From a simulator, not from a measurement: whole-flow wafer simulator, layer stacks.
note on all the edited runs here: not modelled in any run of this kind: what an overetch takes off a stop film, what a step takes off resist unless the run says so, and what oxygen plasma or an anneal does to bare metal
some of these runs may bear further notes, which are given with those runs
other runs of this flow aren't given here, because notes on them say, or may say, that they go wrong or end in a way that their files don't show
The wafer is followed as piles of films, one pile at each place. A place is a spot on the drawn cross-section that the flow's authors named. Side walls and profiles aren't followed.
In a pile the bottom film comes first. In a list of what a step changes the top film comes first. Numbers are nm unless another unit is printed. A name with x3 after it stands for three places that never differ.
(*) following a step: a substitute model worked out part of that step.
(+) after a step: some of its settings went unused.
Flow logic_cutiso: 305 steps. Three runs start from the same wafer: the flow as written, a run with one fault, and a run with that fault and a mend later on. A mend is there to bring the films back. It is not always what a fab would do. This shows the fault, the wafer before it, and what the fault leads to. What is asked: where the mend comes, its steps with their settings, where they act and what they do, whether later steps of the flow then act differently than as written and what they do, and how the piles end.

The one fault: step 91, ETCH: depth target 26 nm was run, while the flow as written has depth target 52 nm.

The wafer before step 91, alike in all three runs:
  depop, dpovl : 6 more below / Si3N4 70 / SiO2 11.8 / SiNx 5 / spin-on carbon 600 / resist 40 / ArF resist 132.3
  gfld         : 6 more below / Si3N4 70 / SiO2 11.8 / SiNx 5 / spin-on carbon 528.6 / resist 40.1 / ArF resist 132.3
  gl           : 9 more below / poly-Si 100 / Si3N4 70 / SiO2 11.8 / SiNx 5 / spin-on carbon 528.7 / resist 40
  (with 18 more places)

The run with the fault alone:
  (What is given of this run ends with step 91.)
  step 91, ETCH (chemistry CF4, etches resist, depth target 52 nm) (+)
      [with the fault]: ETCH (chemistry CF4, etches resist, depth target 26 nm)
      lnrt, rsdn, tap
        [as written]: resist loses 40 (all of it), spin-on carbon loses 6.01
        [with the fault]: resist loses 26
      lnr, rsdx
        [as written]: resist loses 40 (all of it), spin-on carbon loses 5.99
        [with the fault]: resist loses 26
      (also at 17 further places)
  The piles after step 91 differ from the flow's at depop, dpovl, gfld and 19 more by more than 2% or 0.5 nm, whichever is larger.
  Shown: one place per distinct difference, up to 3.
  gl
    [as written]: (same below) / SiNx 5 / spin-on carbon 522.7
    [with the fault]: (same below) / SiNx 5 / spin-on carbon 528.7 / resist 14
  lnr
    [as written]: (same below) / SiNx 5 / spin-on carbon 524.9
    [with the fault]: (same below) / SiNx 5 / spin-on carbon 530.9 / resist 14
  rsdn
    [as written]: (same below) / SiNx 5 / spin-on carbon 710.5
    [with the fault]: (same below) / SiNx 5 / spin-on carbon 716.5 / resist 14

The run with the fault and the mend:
  After step 91 comes the mend.
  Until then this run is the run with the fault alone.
  step 91a, ETCH (chemistry CF4, etches resist, depth target 26 nm) (*) (+) (the flow's step 91, run once more with other settings)
      depop, dpovl, gfld and 12 more
        ArF resist loses 15
      gxn, lnr, rsdx
        resist loses 14 (all of it), spin-on carbon loses 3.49
      lnrt, rsdn
        resist loses 14 (all of it), spin-on carbon loses 3.51
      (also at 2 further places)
  Steps later in the flow that act otherwise than as written (2 other steps are not shown; they differ only slightly, by no more than 2% or 0.5 nm, whichever is larger):
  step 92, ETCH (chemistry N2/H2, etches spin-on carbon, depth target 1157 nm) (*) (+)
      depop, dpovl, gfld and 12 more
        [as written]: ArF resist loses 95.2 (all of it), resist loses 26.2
        [with the mend]: ArF resist loses 98.8 (all of it), resist loses 26.2
  At every place that both follow, the piles at the end match the flow's.
